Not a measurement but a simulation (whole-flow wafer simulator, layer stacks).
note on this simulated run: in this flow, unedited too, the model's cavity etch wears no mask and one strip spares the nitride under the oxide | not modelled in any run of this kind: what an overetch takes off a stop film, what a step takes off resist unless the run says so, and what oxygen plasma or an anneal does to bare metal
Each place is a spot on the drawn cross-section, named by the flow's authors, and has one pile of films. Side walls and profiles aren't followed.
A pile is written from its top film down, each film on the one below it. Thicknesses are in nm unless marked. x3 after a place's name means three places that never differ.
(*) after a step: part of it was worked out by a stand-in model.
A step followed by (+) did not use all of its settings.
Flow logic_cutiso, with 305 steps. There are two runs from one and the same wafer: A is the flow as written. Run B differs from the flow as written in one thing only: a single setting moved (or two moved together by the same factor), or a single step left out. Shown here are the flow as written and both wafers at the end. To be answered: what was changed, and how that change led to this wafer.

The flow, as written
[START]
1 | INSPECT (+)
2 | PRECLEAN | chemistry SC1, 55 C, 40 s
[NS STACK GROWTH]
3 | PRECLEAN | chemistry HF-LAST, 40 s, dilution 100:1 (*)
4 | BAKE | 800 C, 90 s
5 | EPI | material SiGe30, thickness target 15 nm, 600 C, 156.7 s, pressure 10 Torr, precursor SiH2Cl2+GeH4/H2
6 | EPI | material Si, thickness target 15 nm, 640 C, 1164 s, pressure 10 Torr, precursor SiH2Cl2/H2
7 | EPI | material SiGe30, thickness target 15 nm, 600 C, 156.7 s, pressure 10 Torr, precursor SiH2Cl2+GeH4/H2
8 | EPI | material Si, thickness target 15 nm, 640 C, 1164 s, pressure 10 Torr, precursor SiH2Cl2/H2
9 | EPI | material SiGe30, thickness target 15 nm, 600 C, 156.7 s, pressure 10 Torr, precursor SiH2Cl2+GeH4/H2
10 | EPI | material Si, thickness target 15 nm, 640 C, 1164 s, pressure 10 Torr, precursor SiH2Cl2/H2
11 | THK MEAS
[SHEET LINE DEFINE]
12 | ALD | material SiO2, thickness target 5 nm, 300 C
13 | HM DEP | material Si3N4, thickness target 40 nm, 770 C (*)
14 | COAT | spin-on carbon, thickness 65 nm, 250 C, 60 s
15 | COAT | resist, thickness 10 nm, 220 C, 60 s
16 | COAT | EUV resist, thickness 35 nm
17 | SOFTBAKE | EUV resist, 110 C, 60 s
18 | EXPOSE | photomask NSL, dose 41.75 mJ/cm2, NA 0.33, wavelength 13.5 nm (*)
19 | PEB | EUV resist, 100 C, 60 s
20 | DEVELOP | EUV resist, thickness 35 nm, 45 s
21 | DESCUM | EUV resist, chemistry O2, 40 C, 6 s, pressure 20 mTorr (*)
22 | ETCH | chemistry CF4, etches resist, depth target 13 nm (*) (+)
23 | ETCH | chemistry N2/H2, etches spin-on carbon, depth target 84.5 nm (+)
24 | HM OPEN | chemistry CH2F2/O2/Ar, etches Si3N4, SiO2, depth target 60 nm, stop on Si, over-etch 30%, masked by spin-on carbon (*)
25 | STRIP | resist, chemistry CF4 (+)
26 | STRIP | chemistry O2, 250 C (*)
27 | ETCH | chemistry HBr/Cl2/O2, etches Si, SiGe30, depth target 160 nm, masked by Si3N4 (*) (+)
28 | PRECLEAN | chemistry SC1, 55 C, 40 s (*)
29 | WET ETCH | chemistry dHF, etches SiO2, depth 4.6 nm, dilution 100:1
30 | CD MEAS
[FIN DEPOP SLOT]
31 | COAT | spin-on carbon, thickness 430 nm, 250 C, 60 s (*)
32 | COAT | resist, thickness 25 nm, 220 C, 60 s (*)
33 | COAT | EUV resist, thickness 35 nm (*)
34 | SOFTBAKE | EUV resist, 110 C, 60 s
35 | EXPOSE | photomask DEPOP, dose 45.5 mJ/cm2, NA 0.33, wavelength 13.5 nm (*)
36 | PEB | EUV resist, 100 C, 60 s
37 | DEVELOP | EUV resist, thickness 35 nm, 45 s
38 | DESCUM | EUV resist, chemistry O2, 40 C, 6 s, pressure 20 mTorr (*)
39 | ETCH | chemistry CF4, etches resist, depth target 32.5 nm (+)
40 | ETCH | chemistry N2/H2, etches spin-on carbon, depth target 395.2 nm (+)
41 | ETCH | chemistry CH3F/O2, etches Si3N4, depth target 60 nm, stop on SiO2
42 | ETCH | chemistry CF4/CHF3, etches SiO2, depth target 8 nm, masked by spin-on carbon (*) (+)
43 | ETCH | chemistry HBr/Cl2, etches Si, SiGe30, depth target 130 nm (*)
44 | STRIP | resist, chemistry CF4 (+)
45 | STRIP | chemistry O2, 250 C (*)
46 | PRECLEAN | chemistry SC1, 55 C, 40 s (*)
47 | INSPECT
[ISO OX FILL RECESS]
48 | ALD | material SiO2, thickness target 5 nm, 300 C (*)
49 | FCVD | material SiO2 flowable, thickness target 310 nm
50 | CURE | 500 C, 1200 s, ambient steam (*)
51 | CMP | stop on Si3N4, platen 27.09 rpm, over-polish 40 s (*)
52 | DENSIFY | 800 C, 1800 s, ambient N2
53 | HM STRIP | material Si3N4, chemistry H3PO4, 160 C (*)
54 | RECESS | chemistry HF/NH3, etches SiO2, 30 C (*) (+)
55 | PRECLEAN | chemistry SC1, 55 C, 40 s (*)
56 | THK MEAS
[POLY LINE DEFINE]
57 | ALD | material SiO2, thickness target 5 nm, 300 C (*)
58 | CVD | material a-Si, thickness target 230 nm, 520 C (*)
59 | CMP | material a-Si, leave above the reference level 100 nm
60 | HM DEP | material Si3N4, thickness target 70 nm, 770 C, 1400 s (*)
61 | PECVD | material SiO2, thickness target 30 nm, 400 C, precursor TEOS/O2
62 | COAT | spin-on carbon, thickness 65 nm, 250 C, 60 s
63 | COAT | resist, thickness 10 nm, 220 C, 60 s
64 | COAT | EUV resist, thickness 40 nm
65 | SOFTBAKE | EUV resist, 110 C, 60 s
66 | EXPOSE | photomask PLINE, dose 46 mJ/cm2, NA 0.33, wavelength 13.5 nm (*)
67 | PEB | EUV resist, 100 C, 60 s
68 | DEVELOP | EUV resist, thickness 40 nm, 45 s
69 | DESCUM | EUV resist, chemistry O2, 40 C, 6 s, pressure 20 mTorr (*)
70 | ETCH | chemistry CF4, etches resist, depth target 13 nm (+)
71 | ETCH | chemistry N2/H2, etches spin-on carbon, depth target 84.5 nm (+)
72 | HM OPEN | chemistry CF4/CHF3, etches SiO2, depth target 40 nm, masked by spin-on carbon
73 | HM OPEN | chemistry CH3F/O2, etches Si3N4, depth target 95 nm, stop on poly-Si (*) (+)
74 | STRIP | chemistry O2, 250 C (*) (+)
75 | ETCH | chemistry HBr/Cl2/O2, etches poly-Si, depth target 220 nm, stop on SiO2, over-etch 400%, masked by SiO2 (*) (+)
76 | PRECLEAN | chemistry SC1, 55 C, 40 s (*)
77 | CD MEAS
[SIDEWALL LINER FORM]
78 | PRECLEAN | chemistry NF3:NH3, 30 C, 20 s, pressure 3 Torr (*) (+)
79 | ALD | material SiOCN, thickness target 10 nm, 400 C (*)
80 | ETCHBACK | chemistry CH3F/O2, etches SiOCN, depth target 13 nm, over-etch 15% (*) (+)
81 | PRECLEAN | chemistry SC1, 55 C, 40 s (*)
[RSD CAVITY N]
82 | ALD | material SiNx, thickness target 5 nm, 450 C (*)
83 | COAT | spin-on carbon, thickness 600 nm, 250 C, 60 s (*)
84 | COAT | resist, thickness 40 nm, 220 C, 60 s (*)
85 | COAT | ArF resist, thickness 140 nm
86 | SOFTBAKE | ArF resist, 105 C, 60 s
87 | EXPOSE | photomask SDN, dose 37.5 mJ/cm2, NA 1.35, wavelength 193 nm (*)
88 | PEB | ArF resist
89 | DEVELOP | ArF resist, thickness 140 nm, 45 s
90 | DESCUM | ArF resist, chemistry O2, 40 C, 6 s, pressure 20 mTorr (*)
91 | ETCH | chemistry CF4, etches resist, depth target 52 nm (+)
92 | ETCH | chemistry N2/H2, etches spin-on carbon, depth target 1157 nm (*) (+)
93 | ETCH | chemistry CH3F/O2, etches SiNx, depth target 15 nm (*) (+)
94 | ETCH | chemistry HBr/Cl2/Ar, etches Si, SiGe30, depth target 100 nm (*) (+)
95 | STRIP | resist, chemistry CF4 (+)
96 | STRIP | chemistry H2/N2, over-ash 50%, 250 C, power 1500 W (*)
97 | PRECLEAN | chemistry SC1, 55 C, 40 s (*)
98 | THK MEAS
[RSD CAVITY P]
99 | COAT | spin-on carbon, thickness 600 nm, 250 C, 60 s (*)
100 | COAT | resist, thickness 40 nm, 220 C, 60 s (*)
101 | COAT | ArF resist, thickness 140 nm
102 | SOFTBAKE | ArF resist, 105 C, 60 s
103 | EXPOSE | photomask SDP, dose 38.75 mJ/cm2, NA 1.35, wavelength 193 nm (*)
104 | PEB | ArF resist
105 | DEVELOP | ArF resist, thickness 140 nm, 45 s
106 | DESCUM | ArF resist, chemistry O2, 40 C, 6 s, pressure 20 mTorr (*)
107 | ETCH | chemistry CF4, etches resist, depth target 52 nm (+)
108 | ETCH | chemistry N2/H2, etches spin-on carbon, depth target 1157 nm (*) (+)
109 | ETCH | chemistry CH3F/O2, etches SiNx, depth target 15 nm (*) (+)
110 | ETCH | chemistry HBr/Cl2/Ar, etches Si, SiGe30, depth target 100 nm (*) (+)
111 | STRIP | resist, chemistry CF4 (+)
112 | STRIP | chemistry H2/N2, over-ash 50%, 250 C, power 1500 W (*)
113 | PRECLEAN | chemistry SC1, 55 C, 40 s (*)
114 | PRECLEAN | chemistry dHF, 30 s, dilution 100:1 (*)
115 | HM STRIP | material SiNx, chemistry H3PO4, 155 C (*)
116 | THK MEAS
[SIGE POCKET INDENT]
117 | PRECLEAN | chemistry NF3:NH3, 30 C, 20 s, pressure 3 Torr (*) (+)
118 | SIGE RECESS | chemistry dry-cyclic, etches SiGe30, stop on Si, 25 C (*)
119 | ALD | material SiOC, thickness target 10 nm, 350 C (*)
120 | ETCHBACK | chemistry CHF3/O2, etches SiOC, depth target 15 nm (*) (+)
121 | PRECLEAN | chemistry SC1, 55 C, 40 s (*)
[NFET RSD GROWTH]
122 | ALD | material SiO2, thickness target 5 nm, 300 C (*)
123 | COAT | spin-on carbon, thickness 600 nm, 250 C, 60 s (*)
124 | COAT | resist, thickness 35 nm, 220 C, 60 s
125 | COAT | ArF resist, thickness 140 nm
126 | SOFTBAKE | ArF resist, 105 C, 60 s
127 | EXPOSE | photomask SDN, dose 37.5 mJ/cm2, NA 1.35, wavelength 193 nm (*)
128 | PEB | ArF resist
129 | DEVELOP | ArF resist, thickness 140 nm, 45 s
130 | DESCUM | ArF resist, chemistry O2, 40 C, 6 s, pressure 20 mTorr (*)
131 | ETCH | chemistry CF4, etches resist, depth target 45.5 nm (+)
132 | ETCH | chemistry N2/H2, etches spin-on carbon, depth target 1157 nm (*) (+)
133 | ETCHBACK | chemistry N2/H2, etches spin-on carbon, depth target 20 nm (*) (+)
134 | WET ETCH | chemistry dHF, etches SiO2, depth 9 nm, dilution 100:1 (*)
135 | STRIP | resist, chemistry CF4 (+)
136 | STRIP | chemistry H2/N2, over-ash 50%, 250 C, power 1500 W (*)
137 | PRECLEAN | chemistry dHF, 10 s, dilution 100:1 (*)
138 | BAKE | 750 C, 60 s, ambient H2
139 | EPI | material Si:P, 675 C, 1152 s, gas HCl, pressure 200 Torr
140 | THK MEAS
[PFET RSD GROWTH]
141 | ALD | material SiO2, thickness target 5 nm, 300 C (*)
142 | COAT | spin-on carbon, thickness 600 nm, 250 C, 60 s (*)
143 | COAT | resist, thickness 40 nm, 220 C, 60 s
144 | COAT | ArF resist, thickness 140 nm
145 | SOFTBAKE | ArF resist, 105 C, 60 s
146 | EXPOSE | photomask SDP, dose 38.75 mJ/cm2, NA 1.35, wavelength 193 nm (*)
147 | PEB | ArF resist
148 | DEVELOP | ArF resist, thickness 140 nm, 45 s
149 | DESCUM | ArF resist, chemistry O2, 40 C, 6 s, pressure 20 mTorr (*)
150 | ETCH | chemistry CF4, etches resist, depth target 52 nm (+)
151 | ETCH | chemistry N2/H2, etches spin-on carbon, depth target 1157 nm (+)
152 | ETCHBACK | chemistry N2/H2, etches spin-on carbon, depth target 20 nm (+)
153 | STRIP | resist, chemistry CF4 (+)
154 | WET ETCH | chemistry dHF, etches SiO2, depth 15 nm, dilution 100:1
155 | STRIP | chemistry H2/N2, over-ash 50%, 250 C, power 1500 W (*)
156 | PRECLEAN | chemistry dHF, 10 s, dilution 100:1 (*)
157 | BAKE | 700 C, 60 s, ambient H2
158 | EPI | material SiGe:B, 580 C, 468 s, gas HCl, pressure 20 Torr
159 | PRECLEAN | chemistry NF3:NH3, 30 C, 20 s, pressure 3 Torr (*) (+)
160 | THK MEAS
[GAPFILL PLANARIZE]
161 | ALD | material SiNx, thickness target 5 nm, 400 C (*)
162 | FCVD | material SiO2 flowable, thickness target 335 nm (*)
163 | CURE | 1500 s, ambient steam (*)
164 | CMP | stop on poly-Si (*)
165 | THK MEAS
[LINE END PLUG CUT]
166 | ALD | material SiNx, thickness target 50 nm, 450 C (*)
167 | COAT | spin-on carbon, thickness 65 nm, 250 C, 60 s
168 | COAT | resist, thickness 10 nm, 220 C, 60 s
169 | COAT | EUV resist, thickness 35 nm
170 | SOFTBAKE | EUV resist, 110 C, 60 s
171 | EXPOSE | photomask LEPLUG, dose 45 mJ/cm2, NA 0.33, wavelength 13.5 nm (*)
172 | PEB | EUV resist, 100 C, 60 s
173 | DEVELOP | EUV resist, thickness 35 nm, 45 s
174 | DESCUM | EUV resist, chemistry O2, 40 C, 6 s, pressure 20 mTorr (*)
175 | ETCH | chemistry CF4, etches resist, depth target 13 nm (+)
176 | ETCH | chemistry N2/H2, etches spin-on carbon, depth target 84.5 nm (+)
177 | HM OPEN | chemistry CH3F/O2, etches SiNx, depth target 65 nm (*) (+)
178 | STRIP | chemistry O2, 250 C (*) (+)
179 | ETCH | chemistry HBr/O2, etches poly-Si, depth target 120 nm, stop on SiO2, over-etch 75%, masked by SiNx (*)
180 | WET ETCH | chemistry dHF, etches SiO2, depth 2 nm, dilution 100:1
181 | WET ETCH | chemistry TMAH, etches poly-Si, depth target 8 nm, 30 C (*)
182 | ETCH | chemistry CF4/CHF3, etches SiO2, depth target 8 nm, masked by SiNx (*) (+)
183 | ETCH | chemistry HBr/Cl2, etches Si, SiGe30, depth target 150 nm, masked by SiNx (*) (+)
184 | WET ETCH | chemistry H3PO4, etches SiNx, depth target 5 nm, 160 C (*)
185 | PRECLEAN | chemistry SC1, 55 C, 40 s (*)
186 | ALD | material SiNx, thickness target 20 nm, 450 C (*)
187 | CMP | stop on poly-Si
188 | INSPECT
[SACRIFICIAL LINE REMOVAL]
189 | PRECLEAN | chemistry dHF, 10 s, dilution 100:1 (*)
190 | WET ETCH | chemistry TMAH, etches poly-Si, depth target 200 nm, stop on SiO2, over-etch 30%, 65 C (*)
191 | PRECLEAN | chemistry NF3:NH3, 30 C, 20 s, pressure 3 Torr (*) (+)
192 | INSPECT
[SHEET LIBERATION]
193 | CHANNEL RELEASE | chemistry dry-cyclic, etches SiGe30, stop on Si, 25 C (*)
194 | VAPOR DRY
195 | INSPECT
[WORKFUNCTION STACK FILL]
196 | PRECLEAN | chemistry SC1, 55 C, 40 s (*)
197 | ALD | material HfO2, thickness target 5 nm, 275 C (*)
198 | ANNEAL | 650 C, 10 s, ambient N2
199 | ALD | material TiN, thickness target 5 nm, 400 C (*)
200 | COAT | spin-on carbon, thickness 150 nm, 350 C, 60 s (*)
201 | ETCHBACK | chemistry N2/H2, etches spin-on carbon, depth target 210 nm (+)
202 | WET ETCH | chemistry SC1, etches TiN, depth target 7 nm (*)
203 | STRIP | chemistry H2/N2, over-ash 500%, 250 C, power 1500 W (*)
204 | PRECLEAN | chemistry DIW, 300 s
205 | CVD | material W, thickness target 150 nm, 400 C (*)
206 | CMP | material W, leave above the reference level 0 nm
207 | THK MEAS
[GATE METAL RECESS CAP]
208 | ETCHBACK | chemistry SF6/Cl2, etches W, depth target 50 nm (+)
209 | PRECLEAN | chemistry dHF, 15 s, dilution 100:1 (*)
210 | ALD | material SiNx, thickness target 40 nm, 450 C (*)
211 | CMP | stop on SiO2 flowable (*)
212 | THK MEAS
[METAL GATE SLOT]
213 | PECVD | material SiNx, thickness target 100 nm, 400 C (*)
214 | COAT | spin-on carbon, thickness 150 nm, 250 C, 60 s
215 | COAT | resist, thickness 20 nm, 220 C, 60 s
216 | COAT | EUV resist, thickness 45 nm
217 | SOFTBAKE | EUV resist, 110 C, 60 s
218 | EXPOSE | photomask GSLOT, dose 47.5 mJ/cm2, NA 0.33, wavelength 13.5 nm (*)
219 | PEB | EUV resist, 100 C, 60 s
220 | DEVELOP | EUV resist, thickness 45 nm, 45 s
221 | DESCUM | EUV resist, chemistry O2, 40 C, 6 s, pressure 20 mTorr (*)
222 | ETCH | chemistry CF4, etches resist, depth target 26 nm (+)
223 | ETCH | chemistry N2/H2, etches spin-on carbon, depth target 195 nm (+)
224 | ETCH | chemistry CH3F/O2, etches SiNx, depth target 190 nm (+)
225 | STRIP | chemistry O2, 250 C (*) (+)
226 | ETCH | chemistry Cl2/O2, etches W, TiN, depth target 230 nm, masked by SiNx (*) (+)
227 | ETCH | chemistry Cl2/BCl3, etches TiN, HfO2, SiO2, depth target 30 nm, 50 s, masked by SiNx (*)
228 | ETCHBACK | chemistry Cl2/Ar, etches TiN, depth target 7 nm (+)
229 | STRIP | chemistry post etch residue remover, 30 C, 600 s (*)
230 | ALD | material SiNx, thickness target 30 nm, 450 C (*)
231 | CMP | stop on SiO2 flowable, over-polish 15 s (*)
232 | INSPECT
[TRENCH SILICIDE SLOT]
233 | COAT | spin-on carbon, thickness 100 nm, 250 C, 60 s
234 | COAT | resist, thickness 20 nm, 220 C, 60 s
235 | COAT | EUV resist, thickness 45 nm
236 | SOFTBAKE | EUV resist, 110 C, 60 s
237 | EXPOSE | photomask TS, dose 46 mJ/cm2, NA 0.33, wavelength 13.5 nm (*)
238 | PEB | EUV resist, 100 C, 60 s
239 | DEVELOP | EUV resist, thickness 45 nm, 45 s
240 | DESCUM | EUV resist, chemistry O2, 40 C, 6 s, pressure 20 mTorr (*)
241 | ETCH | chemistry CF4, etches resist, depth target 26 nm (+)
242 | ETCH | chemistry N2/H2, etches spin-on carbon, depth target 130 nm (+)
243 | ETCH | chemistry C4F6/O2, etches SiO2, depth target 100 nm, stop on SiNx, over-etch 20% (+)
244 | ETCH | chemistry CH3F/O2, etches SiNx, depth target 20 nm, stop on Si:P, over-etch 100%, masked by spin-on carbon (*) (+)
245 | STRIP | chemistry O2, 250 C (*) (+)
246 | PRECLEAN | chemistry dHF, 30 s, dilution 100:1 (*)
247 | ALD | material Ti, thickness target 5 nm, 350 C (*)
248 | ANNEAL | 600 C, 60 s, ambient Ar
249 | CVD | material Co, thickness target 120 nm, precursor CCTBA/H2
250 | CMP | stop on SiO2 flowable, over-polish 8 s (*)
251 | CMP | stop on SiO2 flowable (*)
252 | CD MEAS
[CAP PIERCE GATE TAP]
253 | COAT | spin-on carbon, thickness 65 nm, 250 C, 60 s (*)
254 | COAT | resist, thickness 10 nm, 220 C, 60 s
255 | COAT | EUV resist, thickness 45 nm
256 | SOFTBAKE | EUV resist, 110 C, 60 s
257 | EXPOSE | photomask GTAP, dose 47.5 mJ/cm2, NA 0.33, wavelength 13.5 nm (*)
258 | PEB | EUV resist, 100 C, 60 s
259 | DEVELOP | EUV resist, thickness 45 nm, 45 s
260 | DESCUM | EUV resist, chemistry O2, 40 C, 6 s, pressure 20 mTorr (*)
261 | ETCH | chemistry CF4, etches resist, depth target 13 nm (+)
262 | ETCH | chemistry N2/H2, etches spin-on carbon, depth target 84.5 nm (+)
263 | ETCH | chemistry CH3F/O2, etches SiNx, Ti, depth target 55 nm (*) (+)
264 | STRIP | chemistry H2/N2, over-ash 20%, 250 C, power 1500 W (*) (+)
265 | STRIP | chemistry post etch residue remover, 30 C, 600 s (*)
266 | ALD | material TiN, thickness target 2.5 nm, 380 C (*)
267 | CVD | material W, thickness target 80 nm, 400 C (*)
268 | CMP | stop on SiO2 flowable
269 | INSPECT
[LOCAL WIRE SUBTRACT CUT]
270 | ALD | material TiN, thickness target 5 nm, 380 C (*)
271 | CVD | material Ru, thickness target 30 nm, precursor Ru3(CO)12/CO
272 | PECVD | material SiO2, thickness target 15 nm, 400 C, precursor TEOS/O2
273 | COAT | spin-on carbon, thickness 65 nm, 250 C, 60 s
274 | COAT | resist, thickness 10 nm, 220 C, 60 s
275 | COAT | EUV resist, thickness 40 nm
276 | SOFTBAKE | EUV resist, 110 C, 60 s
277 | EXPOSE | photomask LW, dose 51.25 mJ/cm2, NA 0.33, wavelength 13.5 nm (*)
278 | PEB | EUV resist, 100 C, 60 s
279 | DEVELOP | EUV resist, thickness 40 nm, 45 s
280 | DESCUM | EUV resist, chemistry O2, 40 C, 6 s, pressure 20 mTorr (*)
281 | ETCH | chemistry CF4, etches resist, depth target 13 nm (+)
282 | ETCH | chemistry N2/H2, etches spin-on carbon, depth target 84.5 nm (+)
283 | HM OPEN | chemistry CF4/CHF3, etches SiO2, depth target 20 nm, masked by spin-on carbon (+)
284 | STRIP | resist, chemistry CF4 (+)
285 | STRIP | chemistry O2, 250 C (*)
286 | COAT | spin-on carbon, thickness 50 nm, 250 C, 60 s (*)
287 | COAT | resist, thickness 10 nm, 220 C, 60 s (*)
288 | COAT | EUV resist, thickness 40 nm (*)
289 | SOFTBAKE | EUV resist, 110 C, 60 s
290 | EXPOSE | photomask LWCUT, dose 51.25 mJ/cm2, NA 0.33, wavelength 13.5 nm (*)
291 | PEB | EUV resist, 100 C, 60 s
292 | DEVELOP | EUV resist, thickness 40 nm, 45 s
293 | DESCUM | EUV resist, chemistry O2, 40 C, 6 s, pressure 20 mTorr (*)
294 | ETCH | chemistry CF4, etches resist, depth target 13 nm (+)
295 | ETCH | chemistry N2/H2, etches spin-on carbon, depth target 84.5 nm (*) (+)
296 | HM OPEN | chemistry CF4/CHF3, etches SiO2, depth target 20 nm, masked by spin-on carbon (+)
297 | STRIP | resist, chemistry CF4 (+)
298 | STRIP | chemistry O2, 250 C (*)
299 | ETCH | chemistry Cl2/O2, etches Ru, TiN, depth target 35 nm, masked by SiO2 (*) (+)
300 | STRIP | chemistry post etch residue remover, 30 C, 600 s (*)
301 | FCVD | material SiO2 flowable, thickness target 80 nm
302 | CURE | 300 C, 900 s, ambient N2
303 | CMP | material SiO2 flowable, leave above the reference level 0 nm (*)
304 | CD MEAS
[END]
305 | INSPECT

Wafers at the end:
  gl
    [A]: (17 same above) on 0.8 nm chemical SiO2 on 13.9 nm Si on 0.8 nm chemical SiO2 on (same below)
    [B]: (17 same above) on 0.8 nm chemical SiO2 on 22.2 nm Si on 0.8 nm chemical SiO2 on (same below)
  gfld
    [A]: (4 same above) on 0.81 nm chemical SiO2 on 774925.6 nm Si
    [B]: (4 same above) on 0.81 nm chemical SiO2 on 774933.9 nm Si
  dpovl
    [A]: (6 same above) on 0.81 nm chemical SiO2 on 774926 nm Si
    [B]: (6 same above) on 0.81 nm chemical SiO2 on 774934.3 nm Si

What caused this: step 6, EPI: 1805 s was run, while the flow as written has 1164 s.

Step by step, how the change led to this:
  6 | EPI | material Si, thickness target 15 nm, 640 C, 1164 s, pressure 10 Torr, precursor SiH2Cl2/H2
      depop, dpovl, gfld and 19 more: A +15 Si (new film) | B +23.3 Si (new film)
  27 | ETCH | chemistry HBr/Cl2/O2, etches Si, SiGe30, depth target 160 nm, masked by Si3N4 (*) (+)
      gfld, gxf, iso, lnri: A -0.79 chemical SiO2 (all of it), -11.4 Si (all of it), -15 SiGe30 (all of it), -15 Si (all of it), -15 SiGe30 (all of it), -15 Si (all of it), -15 SiGe30 (all of it), -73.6 Si | B -0.79 chemical SiO2 (all of it), -11.4 Si (all of it), -15 SiGe30 (all of it), -15 Si (all of it), -15 SiGe30 (all of it), -23.3 Si (all of it), -15 SiGe30 (all of it), -65.4 Si
      dpovl, nsgap: A -0.79 chemical SiO2 (all of it), -11.8 Si (all of it), -15 SiGe30 (all of it), -15 Si (all of it), -15 SiGe30 (all of it), -15 Si (all of it), -15 SiGe30 (all of it), -73.2 Si | B -0.79 chemical SiO2 (all of it), -11.8 Si (all of it), -15 SiGe30 (all of it), -15 Si (all of it), -15 SiGe30 (all of it), -23.3 Si (all of it), -15 SiGe30 (all of it), -65 Si
      (as well as at 1 more place)
  43 | ETCH | chemistry HBr/Cl2, etches Si, SiGe30, depth target 130 nm (*)
      depop: A -14 Si (all of it), -15 SiGe30 (all of it), -15 Si (all of it), -15 SiGe30 (all of it), -15 Si (all of it), -15 SiGe30 (all of it), -41 Si | B -14 Si (all of it), -15 SiGe30 (all of it), -15 Si (all of it), -15 SiGe30 (all of it), -23.3 Si (all of it), -15 SiGe30 (all of it), -32.7 Si
  94 | ETCH | chemistry HBr/Cl2/Ar, etches Si, SiGe30, depth target 100 nm (*) (+)
      rsdn, rsdx: A -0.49 chemical SiO2 (all of it), -12.8 Si (all of it), -15 SiGe30 (all of it), -15 Si (all of it), -15 SiGe30 (all of it), -15 Si (all of it), -15 SiGe30 (all of it), -12.2 Si | B -0.49 chemical SiO2 (all of it), -12.8 Si (all of it), -15 SiGe30 (all of it), -15 Si (all of it), -15 SiGe30 (all of it), -23.3 Si (all of it), -15 SiGe30 (all of it), -3.91 Si
  110 | ETCH | chemistry HBr/Cl2/Ar, etches Si, SiGe30, depth target 100 nm (*) (+)
      rsdp, rsdw: A -0.49 chemical SiO2 (all of it), -12.8 Si (all of it), -15 SiGe30 (all of it), -15 Si (all of it), -15 SiGe30 (all of it), -15 Si (all of it), -15 SiGe30 (all of it), -12.2 Si | B -0.49 chemical SiO2 (all of it), -12.8 Si (all of it), -15 SiGe30 (all of it), -15 Si (all of it), -15 SiGe30 (all of it), -23.3 Si (all of it), -15 SiGe30 (all of it), -3.91 Si
  183 | ETCH | chemistry HBr/Cl2, etches Si, SiGe30, depth target 150 nm, masked by SiNx (*) (+)
      plug: A -13.6 Si (all of it), -15 SiGe30 (all of it), -15 Si (all of it), -15 SiGe30 (all of it), -15 Si (all of it), -15 SiGe30 (all of it), -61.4 Si | B -13.6 Si (all of it), -15 SiGe30 (all of it), -15 Si (all of it), -15 SiGe30 (all of it), -23.3 Si (all of it), -15 SiGe30 (all of it), -53.2 Si
